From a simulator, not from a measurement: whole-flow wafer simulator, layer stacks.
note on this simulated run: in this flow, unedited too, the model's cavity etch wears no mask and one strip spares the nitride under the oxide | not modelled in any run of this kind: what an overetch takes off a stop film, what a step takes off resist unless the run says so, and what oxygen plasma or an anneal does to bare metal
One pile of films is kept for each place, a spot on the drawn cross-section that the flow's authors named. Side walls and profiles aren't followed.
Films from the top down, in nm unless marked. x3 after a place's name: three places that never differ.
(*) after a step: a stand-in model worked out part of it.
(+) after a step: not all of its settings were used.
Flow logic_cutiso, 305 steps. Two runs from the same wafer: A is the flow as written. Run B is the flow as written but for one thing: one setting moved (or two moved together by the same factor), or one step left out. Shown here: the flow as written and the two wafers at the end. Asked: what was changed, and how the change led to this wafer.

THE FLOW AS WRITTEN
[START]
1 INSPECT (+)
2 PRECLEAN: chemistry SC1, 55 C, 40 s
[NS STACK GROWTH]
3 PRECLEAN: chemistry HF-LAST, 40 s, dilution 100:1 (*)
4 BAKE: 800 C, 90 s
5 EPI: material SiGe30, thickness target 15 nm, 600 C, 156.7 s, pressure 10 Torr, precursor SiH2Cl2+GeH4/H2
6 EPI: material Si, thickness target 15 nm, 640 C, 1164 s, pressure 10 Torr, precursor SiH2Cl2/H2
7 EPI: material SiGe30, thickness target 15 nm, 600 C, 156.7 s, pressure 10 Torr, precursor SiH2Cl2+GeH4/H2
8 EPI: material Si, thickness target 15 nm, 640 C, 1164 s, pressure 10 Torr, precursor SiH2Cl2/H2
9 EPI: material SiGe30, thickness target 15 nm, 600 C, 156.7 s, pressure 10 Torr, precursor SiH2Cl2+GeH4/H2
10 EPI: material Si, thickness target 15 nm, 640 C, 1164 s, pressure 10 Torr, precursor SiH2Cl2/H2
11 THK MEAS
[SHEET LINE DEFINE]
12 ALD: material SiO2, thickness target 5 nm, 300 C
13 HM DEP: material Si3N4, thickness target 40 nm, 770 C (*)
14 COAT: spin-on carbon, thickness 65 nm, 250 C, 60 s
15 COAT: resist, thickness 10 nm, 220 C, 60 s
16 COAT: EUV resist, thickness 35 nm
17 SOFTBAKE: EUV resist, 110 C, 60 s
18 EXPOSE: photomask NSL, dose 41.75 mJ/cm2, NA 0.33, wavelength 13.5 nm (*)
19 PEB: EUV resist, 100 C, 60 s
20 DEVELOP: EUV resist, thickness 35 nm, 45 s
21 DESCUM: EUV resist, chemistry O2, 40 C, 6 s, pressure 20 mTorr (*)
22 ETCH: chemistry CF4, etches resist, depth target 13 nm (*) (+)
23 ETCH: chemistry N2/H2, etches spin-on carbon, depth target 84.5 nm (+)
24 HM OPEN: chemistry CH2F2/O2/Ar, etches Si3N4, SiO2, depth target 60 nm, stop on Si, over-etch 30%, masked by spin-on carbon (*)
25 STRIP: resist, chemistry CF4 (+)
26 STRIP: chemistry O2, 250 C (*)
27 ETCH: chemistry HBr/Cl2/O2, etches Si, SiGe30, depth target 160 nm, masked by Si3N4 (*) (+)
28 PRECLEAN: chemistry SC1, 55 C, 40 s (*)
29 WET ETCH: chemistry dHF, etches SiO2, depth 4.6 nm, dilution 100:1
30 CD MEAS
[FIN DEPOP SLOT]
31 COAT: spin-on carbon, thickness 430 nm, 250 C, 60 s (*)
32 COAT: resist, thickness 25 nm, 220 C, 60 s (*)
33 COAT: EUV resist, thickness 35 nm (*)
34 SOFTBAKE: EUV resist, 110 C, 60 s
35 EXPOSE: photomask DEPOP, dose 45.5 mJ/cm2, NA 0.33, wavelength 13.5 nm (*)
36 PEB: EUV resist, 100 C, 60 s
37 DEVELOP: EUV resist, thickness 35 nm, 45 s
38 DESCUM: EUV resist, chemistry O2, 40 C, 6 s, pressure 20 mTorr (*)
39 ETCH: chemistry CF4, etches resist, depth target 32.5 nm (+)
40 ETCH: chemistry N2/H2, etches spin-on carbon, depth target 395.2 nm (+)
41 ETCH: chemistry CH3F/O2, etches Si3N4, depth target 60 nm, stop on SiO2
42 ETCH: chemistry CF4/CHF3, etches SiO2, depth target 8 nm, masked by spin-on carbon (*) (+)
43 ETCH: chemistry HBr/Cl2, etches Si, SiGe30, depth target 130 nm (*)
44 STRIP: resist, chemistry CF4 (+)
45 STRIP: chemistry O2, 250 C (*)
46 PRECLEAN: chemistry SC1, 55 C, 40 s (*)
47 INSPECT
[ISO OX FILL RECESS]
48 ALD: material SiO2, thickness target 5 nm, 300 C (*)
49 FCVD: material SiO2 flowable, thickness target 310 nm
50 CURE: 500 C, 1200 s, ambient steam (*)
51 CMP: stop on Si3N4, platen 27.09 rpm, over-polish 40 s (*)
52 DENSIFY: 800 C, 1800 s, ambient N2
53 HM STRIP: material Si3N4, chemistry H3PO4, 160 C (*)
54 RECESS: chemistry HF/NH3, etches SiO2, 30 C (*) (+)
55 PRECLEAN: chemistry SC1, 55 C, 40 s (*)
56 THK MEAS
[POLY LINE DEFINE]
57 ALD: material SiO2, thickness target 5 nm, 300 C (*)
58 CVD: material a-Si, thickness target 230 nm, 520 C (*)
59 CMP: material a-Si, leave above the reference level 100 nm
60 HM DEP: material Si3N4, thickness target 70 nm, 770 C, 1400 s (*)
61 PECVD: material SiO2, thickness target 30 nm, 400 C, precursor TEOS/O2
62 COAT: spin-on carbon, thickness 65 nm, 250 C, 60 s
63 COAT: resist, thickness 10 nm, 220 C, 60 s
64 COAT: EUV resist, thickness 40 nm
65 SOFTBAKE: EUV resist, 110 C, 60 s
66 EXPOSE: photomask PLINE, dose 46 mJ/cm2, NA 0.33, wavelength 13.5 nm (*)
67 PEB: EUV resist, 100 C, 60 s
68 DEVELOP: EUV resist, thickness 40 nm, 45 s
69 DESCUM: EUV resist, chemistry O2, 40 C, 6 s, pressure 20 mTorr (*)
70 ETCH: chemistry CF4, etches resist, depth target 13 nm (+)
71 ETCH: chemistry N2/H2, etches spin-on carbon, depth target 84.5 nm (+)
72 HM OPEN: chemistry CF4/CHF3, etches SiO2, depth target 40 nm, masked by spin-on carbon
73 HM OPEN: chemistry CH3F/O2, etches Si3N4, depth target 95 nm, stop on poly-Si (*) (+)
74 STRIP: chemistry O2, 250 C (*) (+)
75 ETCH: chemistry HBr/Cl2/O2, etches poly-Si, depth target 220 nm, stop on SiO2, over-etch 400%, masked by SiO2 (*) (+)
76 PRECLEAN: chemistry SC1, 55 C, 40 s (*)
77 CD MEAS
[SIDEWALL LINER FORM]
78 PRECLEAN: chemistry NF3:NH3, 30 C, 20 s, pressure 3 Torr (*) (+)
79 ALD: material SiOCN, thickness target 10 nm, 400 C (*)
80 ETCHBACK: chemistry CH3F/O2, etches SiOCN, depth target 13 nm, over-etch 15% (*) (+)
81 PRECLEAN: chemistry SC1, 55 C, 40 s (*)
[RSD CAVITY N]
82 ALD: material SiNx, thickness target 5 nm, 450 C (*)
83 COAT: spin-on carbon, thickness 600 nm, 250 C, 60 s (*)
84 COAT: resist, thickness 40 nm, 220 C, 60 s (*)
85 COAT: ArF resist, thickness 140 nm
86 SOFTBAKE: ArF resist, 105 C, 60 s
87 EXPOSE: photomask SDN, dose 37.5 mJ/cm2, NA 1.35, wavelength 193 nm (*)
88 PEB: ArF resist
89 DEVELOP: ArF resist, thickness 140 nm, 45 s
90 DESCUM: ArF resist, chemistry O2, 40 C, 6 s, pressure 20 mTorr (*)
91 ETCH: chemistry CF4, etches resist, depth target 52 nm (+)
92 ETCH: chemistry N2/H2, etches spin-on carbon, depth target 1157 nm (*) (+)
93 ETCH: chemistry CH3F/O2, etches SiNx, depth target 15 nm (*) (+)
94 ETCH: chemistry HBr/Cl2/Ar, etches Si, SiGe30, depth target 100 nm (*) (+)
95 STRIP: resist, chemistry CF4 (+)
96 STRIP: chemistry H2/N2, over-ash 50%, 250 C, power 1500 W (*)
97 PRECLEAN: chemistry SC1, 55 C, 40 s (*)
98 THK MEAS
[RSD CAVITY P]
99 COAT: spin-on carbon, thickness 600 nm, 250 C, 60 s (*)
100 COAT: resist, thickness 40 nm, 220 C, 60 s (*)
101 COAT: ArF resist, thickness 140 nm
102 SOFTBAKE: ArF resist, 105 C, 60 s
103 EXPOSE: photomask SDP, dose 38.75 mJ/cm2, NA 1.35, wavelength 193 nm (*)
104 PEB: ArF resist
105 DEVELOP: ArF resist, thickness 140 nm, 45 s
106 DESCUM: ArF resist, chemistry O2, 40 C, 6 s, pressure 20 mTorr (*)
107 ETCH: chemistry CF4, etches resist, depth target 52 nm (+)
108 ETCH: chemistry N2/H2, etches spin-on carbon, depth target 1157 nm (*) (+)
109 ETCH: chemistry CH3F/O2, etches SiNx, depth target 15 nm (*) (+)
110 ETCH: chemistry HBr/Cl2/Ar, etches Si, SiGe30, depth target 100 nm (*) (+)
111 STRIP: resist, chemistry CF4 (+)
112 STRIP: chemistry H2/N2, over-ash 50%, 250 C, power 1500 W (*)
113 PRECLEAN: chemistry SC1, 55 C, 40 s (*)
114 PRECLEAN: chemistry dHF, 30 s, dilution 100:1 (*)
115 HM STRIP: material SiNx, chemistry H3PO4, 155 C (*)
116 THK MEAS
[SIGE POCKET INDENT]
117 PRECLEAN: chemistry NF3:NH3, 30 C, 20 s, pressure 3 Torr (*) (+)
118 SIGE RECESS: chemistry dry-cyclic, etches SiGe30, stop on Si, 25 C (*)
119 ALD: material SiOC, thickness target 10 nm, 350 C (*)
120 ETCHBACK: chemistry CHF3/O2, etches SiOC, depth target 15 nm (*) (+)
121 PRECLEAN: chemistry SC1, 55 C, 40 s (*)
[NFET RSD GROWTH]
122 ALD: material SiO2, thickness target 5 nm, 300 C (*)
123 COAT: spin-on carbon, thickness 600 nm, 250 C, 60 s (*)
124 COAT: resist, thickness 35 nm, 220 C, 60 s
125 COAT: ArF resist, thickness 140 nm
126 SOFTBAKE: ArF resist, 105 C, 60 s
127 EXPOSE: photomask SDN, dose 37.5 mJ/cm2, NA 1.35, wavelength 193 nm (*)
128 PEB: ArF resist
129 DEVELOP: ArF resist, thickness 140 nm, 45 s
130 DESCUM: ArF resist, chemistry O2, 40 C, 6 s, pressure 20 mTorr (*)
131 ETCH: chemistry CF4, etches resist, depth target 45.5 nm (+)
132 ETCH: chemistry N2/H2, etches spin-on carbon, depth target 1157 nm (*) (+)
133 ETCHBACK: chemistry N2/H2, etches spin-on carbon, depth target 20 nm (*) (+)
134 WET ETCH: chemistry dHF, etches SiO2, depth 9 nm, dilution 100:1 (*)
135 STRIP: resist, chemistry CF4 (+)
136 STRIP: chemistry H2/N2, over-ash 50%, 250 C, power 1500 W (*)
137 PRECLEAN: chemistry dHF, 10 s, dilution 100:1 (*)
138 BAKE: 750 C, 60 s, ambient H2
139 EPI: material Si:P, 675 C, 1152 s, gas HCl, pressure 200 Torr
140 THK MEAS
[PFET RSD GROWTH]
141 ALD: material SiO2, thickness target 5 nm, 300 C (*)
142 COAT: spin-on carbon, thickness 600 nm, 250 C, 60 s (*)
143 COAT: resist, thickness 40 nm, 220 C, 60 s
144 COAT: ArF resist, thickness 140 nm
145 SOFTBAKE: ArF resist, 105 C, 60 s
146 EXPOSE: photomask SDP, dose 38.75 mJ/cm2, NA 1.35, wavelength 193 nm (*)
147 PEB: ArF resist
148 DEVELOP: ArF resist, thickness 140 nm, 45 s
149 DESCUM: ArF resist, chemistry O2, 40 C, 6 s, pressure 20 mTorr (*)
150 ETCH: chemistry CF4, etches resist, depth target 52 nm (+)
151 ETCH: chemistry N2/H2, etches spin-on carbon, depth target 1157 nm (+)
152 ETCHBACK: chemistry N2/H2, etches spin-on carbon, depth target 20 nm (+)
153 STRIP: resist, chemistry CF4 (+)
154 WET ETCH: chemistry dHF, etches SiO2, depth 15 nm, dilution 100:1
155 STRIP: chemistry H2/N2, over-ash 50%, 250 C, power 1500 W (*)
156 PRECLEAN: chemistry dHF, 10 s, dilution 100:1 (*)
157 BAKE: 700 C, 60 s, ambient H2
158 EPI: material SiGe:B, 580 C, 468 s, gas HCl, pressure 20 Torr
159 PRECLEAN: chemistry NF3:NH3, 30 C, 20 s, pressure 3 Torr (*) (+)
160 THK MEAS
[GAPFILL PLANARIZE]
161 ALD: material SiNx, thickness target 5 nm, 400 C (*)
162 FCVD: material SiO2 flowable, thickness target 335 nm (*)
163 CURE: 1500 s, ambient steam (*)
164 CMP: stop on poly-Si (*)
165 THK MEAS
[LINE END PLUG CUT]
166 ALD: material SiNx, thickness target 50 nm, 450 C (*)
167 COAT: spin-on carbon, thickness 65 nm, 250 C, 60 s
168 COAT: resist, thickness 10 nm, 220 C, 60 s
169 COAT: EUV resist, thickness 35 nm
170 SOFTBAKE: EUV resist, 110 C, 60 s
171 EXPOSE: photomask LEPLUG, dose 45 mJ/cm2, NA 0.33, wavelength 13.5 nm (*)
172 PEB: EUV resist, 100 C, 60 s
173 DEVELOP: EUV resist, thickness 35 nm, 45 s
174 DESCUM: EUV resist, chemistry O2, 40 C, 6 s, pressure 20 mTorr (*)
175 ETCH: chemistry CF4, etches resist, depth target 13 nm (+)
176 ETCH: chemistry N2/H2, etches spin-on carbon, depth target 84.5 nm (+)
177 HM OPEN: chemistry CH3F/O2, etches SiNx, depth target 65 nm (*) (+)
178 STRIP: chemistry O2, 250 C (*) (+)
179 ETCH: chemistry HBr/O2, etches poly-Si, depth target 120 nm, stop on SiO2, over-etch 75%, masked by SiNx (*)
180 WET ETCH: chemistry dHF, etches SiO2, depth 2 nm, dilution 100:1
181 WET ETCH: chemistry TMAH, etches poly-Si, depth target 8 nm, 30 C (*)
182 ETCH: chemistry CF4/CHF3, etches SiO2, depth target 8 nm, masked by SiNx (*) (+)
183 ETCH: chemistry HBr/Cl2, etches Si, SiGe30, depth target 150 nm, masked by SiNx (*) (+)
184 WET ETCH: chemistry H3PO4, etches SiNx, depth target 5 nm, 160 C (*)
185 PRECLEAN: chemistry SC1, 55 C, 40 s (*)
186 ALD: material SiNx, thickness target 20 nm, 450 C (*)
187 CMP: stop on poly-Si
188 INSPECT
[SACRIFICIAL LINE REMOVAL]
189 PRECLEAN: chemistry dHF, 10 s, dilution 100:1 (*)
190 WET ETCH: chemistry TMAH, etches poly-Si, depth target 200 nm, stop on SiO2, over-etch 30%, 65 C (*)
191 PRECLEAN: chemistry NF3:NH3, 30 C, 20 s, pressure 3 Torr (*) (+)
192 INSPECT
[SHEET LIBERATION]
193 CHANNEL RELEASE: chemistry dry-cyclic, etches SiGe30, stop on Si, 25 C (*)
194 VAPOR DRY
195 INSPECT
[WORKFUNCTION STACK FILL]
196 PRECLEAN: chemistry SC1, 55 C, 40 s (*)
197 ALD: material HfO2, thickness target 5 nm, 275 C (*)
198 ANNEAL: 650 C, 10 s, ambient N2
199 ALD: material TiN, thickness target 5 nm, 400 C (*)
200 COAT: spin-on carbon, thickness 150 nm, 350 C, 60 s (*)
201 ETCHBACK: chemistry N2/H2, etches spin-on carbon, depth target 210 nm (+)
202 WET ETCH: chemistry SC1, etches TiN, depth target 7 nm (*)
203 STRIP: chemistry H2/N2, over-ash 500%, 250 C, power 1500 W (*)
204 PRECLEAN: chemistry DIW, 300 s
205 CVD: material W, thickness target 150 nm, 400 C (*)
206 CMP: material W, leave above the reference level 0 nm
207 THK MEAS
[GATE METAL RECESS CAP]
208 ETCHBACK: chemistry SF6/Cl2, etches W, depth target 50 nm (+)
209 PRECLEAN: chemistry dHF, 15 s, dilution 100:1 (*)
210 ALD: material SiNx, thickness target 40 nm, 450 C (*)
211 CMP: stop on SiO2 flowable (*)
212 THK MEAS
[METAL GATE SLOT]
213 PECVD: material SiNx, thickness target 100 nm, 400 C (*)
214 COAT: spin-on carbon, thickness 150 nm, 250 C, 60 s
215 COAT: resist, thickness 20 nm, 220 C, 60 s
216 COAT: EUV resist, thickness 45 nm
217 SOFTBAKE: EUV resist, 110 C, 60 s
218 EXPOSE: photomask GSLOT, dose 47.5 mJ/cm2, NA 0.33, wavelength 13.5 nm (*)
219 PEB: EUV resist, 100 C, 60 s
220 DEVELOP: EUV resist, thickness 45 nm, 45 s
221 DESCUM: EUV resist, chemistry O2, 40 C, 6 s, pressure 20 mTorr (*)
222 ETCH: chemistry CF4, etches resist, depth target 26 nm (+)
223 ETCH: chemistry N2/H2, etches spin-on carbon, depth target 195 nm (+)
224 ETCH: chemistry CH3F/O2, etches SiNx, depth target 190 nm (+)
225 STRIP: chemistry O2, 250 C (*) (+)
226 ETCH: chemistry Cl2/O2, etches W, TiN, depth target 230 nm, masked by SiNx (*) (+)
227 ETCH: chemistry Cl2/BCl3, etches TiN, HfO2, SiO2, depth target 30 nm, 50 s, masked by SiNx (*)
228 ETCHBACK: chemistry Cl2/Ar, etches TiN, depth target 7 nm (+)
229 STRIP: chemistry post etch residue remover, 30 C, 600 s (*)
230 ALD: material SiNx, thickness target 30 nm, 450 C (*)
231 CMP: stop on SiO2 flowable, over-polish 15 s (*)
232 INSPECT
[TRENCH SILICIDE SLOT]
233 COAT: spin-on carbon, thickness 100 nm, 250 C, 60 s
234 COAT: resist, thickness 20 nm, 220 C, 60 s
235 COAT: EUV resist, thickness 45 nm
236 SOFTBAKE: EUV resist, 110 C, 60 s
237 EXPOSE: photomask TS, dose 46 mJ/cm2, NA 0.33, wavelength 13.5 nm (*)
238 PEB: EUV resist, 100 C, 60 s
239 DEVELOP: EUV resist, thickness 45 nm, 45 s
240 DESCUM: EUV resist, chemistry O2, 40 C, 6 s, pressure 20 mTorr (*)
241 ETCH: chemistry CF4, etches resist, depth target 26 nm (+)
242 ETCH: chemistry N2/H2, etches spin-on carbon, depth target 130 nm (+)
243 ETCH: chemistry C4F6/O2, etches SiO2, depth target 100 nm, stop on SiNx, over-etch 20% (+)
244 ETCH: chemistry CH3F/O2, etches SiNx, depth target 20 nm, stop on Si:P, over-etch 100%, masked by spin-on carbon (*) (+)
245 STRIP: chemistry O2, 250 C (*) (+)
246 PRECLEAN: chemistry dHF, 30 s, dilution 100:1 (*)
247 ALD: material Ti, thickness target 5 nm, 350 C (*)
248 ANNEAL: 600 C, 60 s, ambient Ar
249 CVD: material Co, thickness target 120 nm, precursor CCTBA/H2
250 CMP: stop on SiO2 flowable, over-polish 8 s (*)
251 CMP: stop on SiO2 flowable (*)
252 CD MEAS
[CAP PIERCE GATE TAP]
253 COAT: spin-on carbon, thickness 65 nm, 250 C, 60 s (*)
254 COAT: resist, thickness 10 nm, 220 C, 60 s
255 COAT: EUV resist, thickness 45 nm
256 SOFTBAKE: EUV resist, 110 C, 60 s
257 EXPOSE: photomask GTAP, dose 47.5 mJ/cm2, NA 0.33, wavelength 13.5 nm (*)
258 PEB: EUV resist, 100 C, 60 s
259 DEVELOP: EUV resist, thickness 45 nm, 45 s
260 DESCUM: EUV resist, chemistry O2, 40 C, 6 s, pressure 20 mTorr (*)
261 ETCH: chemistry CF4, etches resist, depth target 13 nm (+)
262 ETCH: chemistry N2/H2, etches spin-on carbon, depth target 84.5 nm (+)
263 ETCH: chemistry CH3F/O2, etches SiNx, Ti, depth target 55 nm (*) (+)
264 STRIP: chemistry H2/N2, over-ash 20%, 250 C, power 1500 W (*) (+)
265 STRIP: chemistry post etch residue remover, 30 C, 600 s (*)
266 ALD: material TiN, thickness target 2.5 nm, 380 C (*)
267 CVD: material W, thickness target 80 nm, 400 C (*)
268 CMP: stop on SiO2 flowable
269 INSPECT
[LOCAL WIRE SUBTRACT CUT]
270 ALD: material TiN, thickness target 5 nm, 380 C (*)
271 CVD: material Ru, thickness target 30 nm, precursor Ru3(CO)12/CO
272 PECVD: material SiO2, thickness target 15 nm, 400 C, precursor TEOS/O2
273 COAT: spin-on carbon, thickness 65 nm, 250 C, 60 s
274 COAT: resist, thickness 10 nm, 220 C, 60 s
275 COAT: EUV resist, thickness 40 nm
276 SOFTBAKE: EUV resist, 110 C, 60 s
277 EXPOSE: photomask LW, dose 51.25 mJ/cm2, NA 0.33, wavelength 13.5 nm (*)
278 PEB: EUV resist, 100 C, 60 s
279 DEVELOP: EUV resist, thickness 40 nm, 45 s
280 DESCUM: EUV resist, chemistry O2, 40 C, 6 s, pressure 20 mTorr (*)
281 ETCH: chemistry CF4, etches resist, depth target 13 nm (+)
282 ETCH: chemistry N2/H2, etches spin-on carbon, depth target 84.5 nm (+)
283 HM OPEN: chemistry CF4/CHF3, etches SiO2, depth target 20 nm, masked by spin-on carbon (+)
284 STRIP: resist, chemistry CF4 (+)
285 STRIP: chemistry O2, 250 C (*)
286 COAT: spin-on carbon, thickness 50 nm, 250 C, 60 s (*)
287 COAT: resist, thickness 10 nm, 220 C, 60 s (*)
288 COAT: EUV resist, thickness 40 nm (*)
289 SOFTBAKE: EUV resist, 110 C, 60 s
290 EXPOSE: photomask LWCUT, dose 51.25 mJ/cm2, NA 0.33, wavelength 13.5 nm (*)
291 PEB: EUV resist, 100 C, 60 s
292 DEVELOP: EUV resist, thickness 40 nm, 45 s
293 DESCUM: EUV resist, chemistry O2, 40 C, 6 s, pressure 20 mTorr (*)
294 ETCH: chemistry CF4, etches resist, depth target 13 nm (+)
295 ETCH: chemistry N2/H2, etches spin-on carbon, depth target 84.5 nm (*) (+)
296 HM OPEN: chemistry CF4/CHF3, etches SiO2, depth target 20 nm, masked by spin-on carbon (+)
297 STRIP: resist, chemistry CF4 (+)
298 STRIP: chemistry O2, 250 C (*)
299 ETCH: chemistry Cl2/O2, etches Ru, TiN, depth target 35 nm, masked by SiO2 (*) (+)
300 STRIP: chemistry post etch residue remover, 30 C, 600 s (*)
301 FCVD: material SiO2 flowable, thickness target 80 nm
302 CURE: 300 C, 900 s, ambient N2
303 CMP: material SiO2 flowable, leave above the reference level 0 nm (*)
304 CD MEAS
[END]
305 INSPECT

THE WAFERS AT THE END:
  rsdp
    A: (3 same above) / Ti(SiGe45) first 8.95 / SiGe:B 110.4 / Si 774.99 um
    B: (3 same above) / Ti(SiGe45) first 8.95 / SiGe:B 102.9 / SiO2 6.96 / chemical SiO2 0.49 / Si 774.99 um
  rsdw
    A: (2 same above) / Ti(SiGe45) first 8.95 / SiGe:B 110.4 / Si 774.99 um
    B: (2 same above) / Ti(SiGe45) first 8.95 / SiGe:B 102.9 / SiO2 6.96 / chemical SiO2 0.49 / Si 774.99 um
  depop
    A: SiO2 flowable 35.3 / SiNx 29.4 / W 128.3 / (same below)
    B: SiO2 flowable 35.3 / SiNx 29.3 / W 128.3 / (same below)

The cause: step 151, ETCH: chemistry N2/H2, etches spin-on carbon, depth target 1157 nm (+), was left out.

How the change led to this, step by step:
  152 ETCHBACK: chemistry N2/H2, etches spin-on carbon, depth target 20 nm (+)
      depop, dpovl, gfld and 14 more: A resist -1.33 | B ArF resist -32.3
      glp, gxp, lnrp, rsdp, rsdw: A SiO2 -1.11 | B spin-on carbon -20
  153 STRIP: resist, chemistry CF4 (+)
      depop, dpovl, gfld and 14 more: A resist -12 (all of it) | B ArF resist -62.9 (all of it), resist -40 (all of it)
      glp: A SiO2 -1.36 (all of it) | B nothing
      (and at 4 more places)
  154 WET ETCH: chemistry dHF, etches SiO2, depth 15 nm, dilution 100:1
      rsdp: A SiO2 -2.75 (all of it), chemical SiO2 -0.49 (all of it) | B nothing
      rsdw: A SiO2 -2.25 (all of it), chemical SiO2 -0.49 (all of it) | B nothing
  155 STRIP: chemistry H2/N2, over-ash 50%, 250 C, power 1500 W (*)
      rsdp, rsdw: A nothing | B spin-on carbon -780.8 (all of it)
      glp: A nothing | B spin-on carbon -504.5 (all of it)
      (and at 2 more places)
  156 PRECLEAN: chemistry dHF, 10 s, dilution 100:1 (*)
      glp, gxp: A Si3N4 -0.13 | B SiO2 -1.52
      rsdp, rsdw: A nothing | B SiO2 -1.52
      (and at 1 more place)
  158 EPI: material SiGe:B, 580 C, 468 s, gas HCl, pressure 20 Torr
      rsdp, rsdw: A SiGe:B +116.8 (new film) | B SiGe:B +109.4 (new film)
  159 PRECLEAN: chemistry NF3:NH3, 30 C, 20 s, pressure 3 Torr (*) (+)
      glp: A Si3N4 -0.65 | B SiO2 -6.96 (all of it)
      gxp: A Si3N4 -0.65 | B SiO2 -7.42
      (and at 1 more place)
  164 CMP: stop on poly-Si (*)
      gxp: A SiO2 flowable -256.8 (all of it), SiNx -5 (all of it), Si3N4 -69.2 (all of it) | B SiO2 flowable -256.5 (all of it), SiNx -5 (all of it), SiO2 -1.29 (all of it), Si3N4 -70 (all of it)
